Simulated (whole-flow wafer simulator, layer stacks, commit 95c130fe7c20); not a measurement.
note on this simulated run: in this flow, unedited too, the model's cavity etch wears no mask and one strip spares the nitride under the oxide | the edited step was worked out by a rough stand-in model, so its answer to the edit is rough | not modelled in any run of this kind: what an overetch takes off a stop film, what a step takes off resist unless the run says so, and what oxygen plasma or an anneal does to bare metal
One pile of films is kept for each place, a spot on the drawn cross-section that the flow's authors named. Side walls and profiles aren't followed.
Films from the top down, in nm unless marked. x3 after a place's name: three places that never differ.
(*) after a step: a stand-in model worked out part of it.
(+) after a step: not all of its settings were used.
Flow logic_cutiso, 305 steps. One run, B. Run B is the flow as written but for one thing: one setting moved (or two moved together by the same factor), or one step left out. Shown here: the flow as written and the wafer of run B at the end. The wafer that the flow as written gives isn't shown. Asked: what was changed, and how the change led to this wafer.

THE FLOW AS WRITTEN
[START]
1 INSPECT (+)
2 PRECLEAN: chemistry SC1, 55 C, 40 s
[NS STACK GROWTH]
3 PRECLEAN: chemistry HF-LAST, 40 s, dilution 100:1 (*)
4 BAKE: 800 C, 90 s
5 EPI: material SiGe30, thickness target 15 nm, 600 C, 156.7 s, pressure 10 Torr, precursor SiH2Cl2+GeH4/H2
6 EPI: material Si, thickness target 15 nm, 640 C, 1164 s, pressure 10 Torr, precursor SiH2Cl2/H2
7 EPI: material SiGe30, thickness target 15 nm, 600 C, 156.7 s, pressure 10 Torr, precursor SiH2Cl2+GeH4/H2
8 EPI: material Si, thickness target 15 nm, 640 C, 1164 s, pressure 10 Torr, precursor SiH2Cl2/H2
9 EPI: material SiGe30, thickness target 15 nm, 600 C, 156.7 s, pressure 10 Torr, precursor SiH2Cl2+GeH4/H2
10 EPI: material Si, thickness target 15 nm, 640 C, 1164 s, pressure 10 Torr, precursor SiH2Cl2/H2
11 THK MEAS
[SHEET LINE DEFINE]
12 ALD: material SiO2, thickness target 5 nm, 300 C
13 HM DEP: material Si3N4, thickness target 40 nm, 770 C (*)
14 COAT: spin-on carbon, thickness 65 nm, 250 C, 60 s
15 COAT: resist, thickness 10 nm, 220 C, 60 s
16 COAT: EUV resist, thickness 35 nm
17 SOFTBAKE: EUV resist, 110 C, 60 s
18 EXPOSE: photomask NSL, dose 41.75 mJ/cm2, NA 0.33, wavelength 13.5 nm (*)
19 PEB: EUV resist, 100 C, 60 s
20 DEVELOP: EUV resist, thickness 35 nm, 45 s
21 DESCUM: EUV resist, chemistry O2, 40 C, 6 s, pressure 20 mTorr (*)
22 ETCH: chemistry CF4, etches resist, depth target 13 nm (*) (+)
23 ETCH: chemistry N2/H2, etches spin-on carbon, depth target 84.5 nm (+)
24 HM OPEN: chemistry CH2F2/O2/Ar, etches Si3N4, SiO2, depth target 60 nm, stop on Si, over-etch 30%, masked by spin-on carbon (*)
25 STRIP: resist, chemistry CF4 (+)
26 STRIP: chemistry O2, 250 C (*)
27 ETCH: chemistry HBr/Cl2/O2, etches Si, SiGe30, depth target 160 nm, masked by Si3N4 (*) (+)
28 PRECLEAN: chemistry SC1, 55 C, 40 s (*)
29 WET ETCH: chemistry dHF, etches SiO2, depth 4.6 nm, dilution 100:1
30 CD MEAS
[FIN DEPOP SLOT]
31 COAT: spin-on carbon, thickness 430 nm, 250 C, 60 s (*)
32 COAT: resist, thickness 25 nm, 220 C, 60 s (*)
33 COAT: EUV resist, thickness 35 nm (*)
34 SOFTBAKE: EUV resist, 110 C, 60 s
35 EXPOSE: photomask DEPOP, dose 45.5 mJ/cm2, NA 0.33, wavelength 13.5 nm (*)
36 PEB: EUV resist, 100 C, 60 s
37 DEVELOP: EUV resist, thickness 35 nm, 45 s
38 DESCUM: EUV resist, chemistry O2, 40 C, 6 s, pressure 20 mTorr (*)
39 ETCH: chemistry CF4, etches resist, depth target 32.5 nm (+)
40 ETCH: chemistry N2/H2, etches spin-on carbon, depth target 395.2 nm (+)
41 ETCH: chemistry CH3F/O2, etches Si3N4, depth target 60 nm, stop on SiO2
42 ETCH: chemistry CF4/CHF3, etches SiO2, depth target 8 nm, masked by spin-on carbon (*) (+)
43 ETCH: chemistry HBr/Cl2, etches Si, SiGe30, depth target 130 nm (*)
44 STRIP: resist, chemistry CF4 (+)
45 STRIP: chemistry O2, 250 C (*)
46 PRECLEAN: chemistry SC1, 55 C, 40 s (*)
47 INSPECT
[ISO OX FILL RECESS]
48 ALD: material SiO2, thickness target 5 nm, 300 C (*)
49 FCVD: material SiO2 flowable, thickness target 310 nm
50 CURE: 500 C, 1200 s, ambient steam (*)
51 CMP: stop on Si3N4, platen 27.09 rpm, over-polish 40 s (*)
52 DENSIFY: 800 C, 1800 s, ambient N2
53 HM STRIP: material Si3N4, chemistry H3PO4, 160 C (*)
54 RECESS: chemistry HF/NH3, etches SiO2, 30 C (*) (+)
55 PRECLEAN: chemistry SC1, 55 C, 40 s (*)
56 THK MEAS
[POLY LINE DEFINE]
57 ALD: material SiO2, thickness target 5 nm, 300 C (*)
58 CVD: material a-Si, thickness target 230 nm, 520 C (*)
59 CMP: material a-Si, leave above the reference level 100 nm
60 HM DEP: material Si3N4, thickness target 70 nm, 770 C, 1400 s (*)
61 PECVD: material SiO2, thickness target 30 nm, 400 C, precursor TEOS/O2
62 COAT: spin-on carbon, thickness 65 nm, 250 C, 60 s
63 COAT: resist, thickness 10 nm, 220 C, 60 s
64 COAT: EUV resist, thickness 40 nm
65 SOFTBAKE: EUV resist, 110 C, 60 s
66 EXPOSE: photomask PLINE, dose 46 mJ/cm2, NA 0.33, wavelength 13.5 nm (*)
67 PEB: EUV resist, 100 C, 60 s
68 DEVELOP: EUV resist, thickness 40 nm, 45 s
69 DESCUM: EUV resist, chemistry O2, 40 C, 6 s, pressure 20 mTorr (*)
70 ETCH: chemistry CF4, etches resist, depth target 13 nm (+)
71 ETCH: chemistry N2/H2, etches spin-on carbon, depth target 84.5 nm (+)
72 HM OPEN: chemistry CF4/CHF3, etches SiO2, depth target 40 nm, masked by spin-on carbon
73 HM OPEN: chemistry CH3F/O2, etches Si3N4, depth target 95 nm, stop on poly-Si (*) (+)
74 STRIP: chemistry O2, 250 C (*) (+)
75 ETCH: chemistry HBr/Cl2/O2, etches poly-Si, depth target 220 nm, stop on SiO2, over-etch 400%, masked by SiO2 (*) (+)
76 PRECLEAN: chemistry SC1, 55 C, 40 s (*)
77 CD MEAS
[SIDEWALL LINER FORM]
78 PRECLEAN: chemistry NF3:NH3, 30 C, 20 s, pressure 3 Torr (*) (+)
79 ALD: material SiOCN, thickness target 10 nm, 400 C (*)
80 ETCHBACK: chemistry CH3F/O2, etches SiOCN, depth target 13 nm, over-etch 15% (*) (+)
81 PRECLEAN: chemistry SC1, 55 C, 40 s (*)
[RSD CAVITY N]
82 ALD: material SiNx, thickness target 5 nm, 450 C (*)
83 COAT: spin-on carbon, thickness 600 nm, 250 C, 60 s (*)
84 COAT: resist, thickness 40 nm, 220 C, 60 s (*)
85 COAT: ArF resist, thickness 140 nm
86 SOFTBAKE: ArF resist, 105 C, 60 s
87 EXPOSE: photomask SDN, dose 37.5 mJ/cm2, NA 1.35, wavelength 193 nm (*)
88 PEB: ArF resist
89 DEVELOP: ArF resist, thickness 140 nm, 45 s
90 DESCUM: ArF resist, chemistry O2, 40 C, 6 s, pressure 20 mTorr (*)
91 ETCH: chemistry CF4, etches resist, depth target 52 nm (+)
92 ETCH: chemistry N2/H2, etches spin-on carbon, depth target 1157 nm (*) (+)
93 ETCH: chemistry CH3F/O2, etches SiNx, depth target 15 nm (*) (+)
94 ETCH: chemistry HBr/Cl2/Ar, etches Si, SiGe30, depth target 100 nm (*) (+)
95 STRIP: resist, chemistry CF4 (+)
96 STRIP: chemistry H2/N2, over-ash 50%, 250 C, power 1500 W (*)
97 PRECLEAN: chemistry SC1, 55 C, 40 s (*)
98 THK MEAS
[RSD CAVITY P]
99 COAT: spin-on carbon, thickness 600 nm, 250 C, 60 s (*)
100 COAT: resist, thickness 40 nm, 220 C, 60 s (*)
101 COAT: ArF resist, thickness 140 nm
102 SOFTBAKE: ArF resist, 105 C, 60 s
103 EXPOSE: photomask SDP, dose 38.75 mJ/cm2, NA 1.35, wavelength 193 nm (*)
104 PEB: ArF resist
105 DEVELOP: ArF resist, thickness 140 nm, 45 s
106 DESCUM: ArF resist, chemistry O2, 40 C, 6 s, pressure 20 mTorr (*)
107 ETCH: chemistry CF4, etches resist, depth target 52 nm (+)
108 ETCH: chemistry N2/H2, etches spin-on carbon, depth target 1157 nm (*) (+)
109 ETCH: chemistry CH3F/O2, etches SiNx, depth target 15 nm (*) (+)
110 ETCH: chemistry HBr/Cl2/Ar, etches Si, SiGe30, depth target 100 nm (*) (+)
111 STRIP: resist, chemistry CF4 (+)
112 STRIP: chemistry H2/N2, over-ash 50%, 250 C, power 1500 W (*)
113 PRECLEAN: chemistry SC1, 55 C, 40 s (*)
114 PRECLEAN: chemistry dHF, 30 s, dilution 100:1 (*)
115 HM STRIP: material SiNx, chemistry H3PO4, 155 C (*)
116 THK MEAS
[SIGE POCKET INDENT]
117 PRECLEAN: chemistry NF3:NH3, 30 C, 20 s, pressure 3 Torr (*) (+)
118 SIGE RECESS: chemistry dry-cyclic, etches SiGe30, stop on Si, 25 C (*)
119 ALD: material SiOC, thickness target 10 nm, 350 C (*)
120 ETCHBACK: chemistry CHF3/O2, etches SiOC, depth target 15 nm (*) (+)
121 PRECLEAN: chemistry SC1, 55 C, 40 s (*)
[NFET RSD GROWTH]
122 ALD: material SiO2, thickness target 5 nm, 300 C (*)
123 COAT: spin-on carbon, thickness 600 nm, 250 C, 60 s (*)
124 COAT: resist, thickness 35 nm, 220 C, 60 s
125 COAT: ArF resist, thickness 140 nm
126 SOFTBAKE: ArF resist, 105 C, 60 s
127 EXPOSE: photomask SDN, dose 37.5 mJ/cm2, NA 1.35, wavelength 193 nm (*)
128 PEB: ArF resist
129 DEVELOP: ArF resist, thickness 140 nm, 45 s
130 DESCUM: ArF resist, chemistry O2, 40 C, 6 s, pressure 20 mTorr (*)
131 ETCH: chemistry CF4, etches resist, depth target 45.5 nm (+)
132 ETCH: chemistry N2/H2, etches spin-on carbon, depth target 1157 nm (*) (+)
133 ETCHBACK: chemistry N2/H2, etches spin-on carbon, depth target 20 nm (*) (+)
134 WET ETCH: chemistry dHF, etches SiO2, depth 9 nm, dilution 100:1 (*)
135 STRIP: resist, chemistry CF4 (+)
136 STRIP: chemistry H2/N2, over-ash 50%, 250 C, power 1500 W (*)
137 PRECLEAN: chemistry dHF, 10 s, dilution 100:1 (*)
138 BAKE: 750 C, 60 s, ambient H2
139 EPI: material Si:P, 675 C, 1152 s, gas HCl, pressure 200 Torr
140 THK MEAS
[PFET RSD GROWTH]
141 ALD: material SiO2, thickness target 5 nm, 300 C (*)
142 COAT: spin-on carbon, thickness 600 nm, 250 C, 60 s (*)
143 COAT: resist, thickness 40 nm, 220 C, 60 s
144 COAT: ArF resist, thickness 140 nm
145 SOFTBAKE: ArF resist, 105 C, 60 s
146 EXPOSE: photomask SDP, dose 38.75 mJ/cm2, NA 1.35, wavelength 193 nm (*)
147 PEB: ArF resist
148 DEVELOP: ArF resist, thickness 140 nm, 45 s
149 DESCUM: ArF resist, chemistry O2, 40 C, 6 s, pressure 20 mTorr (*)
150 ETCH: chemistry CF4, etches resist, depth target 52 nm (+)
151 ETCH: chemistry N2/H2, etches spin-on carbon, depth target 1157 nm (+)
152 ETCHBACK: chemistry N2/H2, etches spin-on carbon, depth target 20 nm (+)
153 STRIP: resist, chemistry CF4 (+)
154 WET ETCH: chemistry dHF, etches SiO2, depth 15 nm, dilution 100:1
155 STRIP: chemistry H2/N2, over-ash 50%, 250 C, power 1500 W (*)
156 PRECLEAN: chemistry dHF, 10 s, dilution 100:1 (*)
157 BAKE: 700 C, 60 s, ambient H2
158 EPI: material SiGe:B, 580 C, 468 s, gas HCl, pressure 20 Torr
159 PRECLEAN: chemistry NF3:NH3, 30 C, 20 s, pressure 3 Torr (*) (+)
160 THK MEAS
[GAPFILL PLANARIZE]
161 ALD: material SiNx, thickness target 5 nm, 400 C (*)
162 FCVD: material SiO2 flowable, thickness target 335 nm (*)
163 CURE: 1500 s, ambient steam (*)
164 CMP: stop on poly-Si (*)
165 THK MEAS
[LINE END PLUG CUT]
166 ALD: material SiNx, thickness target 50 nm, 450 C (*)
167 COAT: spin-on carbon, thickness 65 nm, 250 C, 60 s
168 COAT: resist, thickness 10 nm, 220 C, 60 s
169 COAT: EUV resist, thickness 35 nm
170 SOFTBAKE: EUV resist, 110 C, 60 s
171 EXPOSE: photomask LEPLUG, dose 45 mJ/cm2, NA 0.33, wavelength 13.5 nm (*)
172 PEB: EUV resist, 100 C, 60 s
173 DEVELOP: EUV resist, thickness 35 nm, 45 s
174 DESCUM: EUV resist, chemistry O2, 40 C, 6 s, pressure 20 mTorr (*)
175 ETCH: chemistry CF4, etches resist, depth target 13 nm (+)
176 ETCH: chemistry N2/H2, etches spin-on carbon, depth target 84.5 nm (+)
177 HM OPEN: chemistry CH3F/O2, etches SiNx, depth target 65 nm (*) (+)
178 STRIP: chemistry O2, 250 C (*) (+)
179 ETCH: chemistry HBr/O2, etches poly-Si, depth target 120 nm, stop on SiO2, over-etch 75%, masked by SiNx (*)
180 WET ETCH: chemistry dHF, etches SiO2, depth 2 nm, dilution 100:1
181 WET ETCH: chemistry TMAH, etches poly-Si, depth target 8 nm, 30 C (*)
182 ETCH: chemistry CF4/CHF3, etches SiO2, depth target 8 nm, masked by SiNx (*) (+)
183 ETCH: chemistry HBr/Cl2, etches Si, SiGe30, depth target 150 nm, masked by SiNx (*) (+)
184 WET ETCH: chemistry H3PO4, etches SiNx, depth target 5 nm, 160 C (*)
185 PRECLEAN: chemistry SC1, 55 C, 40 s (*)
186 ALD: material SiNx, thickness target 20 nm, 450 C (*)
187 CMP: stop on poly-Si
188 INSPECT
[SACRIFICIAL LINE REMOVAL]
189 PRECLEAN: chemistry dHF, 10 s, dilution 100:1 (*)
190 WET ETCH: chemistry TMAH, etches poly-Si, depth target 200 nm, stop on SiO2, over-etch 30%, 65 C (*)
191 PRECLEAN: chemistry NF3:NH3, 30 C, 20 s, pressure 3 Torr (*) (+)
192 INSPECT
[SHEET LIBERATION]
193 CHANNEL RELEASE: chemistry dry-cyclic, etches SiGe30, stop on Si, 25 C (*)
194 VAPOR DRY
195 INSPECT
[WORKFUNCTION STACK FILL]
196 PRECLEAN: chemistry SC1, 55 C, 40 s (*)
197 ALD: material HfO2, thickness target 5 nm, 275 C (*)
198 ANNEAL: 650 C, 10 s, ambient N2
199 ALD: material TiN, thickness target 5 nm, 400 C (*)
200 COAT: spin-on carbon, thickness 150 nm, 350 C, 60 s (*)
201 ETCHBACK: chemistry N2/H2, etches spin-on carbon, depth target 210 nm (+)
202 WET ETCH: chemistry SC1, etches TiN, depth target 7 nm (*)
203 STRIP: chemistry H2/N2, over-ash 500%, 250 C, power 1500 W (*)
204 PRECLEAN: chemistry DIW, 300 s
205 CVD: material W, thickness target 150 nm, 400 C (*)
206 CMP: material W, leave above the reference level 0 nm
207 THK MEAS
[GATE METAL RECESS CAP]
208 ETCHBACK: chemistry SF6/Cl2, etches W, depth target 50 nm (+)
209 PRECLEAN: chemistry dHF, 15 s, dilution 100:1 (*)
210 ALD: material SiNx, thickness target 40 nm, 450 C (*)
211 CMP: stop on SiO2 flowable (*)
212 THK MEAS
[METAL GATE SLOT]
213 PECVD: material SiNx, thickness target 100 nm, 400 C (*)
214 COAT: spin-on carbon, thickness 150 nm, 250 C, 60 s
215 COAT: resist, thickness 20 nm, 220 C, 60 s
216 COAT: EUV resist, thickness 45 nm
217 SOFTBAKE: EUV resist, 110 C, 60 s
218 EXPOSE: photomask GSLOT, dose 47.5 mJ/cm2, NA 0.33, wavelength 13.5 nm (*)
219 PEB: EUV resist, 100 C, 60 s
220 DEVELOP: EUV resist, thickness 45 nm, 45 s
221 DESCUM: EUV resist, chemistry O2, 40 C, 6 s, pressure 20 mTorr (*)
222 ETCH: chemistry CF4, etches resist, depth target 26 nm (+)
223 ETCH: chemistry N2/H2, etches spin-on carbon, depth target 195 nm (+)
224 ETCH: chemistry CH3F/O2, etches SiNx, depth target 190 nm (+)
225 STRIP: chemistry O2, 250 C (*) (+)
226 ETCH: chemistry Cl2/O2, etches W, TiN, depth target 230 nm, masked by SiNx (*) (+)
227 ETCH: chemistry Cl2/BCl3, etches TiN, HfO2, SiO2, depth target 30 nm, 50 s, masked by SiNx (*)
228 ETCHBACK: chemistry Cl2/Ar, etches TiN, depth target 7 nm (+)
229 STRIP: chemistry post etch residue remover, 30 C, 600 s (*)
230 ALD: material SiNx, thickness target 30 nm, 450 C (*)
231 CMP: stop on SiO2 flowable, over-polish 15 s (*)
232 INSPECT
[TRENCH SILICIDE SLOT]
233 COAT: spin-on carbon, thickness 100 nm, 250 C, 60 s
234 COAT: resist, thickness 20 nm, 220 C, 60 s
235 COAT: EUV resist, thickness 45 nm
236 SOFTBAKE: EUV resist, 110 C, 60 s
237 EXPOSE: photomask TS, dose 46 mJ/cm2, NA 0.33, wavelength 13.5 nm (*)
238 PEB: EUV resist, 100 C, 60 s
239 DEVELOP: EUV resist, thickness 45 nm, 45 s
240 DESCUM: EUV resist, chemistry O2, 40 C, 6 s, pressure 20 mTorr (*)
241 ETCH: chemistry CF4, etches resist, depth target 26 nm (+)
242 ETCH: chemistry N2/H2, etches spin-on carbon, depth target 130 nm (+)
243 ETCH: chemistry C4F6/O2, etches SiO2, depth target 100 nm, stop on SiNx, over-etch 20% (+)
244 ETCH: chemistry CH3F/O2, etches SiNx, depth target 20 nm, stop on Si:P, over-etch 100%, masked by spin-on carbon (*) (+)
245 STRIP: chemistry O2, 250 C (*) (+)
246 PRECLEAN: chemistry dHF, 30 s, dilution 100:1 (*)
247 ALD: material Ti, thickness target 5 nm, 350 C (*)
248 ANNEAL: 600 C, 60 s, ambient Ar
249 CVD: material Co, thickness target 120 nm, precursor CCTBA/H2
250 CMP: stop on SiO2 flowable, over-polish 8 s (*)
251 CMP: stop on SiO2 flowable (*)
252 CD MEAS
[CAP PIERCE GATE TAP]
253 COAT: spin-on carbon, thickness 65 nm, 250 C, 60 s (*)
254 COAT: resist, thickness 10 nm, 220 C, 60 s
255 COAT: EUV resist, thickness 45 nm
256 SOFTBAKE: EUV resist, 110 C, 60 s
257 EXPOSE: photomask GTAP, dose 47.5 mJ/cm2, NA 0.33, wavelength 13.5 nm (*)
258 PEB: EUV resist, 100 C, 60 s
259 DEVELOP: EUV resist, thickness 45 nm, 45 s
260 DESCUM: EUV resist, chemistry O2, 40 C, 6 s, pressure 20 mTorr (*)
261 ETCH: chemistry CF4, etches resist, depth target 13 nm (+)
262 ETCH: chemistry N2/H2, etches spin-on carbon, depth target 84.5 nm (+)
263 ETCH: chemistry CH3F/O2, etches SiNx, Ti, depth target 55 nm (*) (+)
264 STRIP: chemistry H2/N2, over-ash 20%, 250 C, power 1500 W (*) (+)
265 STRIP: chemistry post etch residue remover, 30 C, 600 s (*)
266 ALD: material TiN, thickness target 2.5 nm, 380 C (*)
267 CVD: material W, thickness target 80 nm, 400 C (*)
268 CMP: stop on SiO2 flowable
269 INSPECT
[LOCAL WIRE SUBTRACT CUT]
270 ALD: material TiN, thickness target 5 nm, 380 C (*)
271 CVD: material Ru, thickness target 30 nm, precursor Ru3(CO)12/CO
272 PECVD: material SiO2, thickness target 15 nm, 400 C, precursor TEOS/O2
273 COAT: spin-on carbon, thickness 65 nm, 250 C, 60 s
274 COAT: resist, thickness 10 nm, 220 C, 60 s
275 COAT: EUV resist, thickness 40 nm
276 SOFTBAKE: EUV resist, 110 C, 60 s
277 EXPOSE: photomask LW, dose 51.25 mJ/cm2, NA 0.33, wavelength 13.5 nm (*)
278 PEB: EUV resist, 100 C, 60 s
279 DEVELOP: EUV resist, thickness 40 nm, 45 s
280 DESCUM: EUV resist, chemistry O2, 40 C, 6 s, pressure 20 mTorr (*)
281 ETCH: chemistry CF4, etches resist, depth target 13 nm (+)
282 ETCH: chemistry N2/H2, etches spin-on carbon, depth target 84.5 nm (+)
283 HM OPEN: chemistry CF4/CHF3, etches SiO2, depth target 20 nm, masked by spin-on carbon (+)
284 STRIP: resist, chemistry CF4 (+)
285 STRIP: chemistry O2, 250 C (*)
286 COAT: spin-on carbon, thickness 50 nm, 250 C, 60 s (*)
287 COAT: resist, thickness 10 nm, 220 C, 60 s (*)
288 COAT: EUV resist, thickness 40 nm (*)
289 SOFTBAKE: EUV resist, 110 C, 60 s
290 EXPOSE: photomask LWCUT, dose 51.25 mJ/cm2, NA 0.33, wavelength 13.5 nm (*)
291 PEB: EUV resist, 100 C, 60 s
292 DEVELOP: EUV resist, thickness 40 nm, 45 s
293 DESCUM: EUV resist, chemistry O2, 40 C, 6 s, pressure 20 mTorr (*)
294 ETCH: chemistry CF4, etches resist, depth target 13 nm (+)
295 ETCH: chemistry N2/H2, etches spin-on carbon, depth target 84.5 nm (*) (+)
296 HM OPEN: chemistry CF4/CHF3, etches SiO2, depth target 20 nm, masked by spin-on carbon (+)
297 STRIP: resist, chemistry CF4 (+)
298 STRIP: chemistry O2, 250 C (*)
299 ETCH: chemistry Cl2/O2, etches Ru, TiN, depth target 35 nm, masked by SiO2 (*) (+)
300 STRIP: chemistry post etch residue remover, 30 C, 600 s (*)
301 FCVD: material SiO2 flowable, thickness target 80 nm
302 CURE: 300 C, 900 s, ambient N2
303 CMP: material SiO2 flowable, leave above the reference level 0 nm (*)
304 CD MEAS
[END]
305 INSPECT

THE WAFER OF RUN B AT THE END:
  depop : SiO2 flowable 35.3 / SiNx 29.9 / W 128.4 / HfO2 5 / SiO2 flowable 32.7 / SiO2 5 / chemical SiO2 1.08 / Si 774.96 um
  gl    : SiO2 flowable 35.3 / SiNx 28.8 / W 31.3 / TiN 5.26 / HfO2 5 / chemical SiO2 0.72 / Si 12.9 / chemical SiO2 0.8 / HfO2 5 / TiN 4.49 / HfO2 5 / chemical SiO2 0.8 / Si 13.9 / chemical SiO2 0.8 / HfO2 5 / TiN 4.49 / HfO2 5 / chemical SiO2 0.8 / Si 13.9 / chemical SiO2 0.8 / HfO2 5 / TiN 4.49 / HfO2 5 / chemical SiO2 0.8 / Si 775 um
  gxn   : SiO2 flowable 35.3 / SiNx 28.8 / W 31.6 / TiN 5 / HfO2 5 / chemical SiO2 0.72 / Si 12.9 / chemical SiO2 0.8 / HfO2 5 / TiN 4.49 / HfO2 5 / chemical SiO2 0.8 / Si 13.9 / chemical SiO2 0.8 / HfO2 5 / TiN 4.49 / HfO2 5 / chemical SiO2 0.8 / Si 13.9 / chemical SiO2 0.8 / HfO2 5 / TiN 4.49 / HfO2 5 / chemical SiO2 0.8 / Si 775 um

The cause: step 162, FCVD: thickness target 201 nm was run, where the flow has thickness target 335 nm.

How the change led to this, step by step:
  162 FCVD: material SiO2 flowable, thickness target 335 nm (*)
      depop, dpovl, isow, ns, nsgap: SiO2 flowable +201 (new film) (as written it would be: SiO2 flowable +335 (new film))
      rsdn, rsdp, rsdw, rsdx: SiO2 flowable +289.9 (new film) (as written it would be: SiO2 flowable +423.9 (new film))
      (and at 13 more places)
  163 CURE: 1500 s, ambient steam (*)
      depop, dpovl, isow, ns, nsgap: SiO2 flowable -5 (as written it would be: SiO2 flowable -8.24)
      gfld: SiO2 flowable -4.67 (as written it would be: SiO2 flowable -7.46)
      (and at 16 more places)
  164 CMP: stop on poly-Si (*)
      depop, dpovl, isow, ns, nsgap: SiO2 flowable -196 (all of it), SiNx -5 (all of it), SiO2 -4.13 (all of it), Si3N4 -70 (all of it) (as written it would be: SiO2 flowable -326.8 (all of it), SiNx -5 (all of it), SiO2 -4.13 (all of it), Si3N4 -70 (all of it))
      gl, tap: SiO2 flowable -139.8 (all of it), SiNx -5 (all of it), Si3N4 -55.3 (all of it) (as written it would be: SiO2 flowable -270.7 (all of it), SiNx -5 (all of it), Si3N4 -55.3 (all of it))
      (and at 15 more places)
  250 CMP: stop on SiO2 flowable, over-polish 8 s (*)
      iso: Co -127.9 (all of it) (as written it would be: Co -127.1)
  251 CMP: stop on SiO2 flowable (*)
      iso: Ti -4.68 (as written it would be: Co -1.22 (all of it), Ti -4.34)
